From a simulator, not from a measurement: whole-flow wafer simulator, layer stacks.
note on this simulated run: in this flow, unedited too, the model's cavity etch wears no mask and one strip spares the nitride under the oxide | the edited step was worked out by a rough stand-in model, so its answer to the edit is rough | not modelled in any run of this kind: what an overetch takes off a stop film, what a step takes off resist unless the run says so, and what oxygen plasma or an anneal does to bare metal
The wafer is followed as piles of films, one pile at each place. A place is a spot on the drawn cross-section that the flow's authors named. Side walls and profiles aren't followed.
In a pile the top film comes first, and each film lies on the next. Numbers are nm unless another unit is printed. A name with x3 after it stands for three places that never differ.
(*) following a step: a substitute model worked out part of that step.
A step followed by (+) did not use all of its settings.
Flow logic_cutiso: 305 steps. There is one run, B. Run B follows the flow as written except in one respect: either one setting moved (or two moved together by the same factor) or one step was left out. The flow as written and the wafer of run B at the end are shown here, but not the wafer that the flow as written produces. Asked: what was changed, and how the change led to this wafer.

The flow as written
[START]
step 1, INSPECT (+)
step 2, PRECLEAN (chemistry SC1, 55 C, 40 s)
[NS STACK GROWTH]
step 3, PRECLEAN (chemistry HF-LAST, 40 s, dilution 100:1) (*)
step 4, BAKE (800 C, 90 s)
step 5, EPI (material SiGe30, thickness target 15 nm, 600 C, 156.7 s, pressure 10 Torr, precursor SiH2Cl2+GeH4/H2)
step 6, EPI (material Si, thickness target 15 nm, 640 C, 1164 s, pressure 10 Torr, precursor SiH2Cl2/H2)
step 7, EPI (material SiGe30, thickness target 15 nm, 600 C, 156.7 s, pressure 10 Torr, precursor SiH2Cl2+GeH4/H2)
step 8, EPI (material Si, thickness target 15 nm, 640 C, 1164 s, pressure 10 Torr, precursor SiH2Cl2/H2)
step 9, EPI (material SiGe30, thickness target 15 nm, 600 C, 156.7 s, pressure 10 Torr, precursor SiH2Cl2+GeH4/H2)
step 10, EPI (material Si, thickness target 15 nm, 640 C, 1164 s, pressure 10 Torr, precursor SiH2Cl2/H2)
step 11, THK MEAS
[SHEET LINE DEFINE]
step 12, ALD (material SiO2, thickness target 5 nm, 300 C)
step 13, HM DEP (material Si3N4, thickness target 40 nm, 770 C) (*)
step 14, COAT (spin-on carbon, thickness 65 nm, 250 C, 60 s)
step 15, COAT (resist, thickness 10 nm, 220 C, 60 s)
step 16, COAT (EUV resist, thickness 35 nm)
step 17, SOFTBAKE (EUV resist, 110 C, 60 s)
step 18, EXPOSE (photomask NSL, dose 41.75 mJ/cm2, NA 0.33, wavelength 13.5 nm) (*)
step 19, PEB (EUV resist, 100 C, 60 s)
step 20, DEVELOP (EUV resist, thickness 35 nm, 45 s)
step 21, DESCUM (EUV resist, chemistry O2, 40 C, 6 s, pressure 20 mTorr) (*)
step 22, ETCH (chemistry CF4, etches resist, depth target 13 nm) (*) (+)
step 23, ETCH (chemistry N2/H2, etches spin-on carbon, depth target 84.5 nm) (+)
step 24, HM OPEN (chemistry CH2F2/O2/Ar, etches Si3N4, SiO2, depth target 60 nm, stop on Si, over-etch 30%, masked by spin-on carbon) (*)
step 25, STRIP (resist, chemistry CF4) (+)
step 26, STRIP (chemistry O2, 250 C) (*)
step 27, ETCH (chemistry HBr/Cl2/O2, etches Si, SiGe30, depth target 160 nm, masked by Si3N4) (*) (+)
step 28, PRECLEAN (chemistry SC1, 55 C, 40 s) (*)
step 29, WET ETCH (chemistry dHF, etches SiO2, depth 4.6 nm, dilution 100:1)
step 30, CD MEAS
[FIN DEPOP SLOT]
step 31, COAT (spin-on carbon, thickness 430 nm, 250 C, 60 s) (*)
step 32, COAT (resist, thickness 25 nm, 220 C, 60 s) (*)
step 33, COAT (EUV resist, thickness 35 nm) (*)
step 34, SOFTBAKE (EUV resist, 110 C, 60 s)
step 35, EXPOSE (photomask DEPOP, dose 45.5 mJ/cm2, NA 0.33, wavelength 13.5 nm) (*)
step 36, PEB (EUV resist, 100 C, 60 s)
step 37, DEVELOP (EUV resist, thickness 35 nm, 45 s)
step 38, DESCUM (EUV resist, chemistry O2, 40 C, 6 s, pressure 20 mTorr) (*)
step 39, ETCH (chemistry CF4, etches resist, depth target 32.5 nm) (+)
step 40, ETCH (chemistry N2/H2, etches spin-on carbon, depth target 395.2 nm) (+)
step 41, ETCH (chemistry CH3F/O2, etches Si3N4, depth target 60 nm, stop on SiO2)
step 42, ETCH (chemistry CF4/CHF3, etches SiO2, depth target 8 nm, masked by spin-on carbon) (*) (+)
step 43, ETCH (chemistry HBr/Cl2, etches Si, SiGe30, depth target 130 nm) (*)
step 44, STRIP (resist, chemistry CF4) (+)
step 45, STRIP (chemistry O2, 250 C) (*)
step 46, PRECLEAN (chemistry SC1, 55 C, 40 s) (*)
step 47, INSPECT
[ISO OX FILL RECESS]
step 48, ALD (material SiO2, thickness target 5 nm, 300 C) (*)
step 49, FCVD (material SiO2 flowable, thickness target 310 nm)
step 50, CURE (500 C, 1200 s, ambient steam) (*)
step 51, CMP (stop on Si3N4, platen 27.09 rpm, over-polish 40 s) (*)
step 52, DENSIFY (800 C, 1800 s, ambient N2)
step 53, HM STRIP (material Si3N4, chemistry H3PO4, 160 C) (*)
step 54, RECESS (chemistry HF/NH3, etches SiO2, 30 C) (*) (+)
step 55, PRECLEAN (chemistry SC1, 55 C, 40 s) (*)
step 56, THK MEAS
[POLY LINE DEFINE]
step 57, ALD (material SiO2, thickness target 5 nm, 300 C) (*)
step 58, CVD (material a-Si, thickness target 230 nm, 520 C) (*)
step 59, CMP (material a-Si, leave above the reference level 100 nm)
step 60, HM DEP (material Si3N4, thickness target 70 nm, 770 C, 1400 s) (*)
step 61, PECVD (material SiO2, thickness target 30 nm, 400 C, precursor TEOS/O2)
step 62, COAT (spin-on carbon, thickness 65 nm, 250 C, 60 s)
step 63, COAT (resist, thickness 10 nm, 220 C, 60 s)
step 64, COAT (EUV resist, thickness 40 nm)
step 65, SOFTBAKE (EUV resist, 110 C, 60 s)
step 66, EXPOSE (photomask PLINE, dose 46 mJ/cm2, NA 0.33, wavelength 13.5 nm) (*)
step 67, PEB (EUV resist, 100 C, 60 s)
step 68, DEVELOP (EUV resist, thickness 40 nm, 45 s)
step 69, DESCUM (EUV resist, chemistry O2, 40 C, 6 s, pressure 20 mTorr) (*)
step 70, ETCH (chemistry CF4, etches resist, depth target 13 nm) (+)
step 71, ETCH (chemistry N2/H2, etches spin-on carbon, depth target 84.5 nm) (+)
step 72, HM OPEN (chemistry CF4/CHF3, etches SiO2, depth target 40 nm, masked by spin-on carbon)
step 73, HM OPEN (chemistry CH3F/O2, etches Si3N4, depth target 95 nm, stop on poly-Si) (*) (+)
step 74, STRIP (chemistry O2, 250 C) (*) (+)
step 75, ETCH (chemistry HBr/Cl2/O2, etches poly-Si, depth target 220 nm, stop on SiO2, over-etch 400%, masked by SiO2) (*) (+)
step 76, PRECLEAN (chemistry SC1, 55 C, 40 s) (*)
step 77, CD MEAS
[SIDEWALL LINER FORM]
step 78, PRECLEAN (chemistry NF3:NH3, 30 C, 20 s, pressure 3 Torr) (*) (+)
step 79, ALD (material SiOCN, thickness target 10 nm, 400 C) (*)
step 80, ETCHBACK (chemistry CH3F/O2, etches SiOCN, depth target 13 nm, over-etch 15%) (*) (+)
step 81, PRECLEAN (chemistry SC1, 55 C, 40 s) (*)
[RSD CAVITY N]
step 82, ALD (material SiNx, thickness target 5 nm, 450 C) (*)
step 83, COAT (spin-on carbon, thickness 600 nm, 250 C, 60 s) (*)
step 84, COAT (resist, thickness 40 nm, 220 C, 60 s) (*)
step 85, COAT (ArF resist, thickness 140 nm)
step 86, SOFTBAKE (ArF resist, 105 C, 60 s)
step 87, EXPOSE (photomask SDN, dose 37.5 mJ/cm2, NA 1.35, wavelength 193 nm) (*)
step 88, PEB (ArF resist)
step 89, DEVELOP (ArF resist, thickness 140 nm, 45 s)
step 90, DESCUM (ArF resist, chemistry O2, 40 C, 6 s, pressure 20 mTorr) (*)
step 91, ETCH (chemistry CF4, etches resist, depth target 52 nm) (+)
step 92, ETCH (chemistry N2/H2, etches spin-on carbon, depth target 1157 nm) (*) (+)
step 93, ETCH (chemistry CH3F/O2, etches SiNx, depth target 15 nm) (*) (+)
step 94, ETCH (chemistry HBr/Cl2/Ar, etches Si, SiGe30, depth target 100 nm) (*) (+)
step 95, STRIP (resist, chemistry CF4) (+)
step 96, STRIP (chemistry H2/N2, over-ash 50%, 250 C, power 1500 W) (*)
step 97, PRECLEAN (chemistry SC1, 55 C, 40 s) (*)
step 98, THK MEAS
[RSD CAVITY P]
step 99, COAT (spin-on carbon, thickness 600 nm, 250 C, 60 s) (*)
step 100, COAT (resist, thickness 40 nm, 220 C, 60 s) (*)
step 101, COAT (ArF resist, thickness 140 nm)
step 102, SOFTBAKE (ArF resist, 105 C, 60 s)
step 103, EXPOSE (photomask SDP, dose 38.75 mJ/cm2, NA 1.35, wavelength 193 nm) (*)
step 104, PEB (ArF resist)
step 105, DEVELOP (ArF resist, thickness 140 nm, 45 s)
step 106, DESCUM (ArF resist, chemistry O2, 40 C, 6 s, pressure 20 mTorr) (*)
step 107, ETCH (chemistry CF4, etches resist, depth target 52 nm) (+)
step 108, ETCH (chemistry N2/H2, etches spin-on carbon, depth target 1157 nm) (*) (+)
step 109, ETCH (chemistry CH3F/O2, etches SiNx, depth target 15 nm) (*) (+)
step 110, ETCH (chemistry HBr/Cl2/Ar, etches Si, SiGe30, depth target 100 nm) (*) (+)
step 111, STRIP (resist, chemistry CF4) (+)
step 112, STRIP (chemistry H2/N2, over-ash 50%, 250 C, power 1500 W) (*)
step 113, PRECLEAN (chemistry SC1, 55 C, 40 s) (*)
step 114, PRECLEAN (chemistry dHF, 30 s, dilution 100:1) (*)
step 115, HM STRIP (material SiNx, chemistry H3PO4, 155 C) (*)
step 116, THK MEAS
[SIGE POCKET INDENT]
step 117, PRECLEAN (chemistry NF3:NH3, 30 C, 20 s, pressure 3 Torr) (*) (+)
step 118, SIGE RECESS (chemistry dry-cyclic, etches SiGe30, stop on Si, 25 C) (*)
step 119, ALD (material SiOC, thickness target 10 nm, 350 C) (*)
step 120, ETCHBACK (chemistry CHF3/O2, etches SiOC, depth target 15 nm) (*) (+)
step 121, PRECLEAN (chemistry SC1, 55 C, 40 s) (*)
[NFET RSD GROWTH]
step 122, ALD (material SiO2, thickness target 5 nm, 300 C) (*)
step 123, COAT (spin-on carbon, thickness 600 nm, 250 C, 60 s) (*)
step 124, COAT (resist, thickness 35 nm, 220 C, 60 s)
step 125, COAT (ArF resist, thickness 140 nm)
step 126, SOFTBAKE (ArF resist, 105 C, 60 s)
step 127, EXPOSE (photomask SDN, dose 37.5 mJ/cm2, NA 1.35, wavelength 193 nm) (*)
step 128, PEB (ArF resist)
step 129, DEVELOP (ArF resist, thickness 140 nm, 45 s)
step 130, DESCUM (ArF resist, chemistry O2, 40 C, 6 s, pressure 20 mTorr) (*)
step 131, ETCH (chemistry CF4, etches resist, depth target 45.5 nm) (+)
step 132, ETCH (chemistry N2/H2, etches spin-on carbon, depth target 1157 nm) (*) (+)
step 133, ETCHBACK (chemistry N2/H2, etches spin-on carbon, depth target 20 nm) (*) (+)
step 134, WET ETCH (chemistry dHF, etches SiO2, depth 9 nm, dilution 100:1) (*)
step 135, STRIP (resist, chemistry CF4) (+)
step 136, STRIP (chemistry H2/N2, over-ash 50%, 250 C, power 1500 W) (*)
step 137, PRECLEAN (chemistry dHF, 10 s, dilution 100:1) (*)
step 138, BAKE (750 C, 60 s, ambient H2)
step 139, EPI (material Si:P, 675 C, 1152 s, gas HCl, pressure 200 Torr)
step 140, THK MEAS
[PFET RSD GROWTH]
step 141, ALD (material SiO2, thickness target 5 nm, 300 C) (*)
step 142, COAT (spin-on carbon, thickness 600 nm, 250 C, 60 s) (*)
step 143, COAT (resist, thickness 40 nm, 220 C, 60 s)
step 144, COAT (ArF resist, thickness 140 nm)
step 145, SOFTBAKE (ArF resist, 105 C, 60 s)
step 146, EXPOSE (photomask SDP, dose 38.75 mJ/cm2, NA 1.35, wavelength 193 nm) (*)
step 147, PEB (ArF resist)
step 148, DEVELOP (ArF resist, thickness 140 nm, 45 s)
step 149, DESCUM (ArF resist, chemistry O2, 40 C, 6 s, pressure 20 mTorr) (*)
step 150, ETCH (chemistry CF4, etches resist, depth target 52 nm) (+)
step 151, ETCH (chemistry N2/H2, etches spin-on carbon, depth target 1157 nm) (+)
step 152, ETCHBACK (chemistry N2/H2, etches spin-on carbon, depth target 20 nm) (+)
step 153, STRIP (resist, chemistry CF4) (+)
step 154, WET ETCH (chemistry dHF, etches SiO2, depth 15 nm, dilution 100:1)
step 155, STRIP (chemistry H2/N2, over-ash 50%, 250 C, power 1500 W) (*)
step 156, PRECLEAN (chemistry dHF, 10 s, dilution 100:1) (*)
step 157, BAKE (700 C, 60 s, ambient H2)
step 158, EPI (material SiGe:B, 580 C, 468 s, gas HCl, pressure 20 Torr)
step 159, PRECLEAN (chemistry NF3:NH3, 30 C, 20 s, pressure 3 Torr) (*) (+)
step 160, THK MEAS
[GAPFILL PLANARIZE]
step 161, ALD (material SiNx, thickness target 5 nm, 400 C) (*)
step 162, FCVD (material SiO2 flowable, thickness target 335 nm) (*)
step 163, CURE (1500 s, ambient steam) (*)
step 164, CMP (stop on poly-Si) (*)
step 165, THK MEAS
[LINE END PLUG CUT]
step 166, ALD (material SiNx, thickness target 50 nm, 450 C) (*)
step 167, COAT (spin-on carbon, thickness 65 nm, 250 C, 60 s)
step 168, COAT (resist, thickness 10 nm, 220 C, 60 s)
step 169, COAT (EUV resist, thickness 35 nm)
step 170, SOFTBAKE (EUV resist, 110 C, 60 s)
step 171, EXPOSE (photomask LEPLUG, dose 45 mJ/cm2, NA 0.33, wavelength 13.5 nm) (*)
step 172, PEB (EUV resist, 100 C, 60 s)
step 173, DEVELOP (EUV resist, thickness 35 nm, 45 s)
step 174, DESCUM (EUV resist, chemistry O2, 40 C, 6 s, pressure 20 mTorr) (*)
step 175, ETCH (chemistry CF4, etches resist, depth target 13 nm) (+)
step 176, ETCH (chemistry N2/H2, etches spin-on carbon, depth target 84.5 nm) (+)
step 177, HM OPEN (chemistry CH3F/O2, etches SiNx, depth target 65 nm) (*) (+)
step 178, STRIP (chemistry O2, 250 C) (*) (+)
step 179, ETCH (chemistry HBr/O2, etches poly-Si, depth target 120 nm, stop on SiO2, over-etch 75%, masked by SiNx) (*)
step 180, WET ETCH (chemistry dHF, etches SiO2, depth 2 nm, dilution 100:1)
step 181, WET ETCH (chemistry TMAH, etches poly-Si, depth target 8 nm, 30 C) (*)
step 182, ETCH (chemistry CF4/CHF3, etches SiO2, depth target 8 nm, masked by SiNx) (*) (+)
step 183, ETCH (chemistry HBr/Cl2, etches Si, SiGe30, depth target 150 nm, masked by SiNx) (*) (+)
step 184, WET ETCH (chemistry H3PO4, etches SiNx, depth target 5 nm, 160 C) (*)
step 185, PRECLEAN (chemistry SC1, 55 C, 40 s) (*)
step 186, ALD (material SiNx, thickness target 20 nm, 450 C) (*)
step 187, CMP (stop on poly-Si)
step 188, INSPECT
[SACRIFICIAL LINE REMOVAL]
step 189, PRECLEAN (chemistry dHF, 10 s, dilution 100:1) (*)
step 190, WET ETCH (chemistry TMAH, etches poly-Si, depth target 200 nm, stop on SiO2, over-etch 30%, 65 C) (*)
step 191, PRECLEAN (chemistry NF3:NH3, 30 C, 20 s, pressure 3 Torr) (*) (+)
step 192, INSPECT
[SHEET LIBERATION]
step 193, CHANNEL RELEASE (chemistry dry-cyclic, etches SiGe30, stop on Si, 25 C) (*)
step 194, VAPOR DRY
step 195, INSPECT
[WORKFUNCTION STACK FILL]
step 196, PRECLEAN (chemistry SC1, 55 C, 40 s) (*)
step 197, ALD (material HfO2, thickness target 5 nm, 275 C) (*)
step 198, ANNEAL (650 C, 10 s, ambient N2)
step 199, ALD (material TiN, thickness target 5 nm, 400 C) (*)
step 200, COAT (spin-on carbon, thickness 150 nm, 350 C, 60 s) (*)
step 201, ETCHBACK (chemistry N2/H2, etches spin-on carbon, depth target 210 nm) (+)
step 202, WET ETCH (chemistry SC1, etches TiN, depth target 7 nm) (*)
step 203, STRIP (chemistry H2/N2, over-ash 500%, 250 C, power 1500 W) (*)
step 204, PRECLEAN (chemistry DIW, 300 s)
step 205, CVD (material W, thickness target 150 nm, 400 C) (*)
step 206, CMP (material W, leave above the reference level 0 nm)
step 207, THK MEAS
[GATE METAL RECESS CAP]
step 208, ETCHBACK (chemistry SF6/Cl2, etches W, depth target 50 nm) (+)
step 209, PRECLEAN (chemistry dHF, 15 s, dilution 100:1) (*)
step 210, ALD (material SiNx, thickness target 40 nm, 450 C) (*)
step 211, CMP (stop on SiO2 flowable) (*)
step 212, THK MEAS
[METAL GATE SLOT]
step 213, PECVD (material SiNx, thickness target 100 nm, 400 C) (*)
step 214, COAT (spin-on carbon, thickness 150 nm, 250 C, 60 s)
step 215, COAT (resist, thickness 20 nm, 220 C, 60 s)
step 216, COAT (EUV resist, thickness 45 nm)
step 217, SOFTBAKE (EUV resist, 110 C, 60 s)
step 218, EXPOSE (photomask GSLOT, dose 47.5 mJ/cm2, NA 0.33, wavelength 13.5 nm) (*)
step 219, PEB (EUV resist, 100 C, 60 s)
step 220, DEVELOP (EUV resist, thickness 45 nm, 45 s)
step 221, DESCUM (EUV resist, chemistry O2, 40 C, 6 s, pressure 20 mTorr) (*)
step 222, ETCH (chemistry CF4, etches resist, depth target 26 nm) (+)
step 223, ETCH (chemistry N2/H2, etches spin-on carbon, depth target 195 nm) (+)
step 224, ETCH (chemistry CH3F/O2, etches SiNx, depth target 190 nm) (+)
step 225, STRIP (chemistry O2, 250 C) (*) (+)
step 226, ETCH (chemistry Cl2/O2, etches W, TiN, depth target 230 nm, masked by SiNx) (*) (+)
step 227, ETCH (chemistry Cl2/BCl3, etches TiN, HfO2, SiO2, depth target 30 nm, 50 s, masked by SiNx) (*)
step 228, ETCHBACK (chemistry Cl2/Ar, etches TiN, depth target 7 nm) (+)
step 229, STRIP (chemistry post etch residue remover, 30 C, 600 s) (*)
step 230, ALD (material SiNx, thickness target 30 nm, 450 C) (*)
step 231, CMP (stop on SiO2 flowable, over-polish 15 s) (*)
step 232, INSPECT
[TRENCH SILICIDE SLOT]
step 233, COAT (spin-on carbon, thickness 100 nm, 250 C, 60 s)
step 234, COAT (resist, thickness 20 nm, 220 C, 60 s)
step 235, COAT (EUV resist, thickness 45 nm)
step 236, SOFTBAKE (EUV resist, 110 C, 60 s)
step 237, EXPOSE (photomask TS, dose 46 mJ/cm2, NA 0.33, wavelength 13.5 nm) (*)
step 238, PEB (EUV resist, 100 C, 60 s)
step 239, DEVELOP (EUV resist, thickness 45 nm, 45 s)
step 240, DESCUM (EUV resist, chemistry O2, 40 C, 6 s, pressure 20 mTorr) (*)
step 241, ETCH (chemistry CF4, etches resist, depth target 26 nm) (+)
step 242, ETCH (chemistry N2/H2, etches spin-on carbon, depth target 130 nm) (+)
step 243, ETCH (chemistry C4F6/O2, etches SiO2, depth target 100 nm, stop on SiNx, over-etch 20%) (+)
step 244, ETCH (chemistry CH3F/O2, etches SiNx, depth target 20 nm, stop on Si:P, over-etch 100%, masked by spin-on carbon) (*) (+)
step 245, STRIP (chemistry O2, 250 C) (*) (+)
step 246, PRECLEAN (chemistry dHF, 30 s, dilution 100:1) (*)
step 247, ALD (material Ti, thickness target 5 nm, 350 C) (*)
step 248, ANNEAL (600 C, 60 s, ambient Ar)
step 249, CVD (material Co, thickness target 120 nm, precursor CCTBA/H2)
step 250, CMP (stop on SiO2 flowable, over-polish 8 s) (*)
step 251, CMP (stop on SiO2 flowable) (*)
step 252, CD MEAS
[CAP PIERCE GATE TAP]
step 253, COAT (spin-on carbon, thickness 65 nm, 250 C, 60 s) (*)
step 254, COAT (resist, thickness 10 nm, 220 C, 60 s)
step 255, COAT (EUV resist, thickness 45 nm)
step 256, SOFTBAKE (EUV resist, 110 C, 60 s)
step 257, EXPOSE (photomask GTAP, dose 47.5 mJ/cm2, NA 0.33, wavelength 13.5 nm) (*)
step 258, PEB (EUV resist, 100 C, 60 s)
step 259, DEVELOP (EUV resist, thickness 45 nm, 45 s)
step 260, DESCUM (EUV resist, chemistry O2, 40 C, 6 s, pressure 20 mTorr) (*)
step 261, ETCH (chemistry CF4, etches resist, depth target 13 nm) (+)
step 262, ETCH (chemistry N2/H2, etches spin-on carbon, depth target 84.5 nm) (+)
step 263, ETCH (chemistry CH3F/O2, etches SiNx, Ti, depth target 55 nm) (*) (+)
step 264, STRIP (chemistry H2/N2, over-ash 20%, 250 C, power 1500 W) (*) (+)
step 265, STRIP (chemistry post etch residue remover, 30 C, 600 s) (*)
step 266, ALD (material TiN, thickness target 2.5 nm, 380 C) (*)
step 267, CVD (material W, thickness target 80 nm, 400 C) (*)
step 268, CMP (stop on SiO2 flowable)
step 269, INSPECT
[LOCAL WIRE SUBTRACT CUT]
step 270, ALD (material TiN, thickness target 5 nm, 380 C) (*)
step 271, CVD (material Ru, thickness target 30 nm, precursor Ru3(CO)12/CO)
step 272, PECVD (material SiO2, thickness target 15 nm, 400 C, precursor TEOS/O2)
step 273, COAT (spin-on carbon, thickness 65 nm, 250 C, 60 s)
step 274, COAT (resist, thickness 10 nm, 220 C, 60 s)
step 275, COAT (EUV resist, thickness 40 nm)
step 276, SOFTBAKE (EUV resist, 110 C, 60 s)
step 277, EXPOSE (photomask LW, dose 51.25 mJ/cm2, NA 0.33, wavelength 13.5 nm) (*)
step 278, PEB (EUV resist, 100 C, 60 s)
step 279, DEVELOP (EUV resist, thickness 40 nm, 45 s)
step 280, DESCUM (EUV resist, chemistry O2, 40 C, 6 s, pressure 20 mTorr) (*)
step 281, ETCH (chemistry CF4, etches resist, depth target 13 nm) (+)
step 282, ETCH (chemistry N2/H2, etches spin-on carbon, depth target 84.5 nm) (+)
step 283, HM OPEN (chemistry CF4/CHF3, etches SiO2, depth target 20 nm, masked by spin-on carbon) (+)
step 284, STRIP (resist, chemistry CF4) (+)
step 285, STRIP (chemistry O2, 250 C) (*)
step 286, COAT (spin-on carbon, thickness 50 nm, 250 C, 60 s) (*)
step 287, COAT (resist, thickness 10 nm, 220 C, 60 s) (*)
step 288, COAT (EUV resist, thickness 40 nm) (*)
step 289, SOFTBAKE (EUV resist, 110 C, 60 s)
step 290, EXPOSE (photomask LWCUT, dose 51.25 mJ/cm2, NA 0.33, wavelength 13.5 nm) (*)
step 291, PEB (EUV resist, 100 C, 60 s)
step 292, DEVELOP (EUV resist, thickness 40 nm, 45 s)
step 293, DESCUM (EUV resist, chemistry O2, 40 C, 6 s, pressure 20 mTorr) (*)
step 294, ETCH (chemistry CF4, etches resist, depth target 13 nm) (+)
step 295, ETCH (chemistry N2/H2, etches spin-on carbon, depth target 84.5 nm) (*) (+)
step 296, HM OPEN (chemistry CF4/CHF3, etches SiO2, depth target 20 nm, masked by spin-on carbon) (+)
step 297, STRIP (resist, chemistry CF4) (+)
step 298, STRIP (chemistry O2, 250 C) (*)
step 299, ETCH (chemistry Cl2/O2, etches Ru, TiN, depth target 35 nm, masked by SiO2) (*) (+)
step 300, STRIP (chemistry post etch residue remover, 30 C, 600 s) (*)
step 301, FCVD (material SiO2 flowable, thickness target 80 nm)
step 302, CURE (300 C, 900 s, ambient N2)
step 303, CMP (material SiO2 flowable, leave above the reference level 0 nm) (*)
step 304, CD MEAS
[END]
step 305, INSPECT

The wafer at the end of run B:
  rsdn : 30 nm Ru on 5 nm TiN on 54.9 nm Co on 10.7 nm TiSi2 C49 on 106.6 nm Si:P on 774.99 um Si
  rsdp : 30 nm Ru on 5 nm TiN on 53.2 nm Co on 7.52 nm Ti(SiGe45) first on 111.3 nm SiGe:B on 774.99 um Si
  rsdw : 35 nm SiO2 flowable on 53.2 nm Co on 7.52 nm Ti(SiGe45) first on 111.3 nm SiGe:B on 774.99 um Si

The reason: step 247, ALD: thickness target 4.2 nm was run, while the flow as written has thickness target 5 nm.

The path from the change to this, step by step:
  step 247, ALD (material Ti, thickness target 5 nm, 350 C) (*)
      depop, dpovl, gfld and 19 more: Ti gains 4.2 (new film) (it would be, as written: Ti gains 5 (new film))
  step 248, ANNEAL (600 C, 60 s, ambient Ar)
      rsdp, rsdw: Ti(SiGe45) first gains 7.52 (new film), Ti loses 4.2 (all of it), SiGe:B loses 5.02 (it would be, as written: Ti(SiGe45) first gains 8.95 (new film), Ti loses 5 (all of it), SiGe:B loses 5.98)
      rsdn: TiSi2 C49 gains 10.7 (new film), Ti loses 4.2 (all of it), Si:P loses 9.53 (it would be, as written: TiSi2 C49 gains 12.7 (new film), Ti loses 5 (all of it), Si:P loses 11.3)
  step 250, CMP (stop on SiO2 flowable, over-polish 8 s) (*)
      rsdx: Co loses 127 (it would be, as written: Co loses 127.9 (all of it))
      gl, glp, gxf, gxn, gxp, tap: Co loses 120.3 (all of it), Ti loses 4.2 (all of it), SiNx loses 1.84 (it would be, as written: Co loses 120.3 (all of it), Ti loses 5 (all of it), SiNx loses 1.84)
      (and at 11 other places as well)
  step 251, CMP (stop on SiO2 flowable) (*)
      rsdx: Co loses 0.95 (all of it), Ti loses 4.2 (all of it) (it would be, as written: Ti loses 5 (all of it))
      iso: Co loses 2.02 (all of it), Ti loses 3.54 (it would be, as written: Co loses 1.22 (all of it), Ti loses 4.34)
